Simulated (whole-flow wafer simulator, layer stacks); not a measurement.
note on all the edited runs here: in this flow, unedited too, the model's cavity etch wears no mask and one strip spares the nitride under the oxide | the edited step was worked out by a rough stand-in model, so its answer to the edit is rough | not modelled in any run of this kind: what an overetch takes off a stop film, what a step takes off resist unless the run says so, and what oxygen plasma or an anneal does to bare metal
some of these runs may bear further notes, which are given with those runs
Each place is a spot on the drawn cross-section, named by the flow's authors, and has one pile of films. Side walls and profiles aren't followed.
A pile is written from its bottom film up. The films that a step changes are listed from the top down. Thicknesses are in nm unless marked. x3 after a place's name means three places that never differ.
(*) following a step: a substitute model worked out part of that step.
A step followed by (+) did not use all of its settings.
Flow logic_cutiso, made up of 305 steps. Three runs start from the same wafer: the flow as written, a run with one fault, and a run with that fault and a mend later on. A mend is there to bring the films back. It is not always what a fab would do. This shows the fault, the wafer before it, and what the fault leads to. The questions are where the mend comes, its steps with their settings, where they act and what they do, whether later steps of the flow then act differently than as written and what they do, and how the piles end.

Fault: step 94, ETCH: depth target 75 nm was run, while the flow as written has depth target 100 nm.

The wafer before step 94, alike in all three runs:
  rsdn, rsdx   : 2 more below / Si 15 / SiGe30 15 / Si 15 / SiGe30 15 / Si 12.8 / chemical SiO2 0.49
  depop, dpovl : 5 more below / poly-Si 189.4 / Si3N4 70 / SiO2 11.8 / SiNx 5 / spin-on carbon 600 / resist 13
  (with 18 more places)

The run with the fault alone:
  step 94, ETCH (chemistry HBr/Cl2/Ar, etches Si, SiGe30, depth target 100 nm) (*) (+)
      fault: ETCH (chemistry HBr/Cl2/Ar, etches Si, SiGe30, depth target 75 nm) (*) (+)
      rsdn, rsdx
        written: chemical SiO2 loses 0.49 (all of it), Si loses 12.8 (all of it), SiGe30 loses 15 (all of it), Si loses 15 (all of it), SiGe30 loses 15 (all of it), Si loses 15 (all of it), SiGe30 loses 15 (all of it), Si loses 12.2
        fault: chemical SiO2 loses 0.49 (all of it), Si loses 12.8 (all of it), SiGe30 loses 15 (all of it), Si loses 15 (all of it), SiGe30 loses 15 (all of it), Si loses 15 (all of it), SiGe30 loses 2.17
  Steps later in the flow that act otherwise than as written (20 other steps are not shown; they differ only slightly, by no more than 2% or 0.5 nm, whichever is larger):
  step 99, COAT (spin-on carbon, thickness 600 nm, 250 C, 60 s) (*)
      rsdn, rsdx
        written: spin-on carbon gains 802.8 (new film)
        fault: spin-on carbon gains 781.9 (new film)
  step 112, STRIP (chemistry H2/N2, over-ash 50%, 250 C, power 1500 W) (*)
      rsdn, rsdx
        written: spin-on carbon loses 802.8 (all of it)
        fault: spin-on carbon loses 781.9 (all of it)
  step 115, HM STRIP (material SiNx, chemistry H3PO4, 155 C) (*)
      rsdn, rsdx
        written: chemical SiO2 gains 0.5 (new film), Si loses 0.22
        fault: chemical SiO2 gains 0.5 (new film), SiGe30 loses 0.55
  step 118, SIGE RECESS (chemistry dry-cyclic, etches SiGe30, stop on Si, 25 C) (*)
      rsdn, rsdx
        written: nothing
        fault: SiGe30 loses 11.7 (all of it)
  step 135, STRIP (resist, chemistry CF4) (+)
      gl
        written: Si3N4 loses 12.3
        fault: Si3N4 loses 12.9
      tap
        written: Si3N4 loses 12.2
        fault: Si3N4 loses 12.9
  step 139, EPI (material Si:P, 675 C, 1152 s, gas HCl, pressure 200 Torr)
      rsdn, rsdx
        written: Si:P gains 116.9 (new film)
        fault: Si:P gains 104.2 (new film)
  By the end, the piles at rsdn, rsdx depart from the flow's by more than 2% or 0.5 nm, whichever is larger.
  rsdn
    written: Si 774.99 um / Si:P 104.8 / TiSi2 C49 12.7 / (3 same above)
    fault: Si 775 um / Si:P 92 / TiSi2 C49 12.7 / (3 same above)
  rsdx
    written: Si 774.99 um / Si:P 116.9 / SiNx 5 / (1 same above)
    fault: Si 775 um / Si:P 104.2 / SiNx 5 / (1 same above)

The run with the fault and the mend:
  The mend follows step 94.
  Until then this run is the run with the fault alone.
  step 94a, ETCH (chemistry HBr/Cl2/Ar, etches Si, SiGe30, depth target 25 nm) (*) (+) (the flow's step 94, run once more with other settings)
      rsdn, rsdx
        SiGe30 loses 12.8 (all of it), Si loses 12.2
  None of the later steps of the flow acts differently than as written at any place that is followed.
  By the end, the piles equal the flow's at every place that both follow.
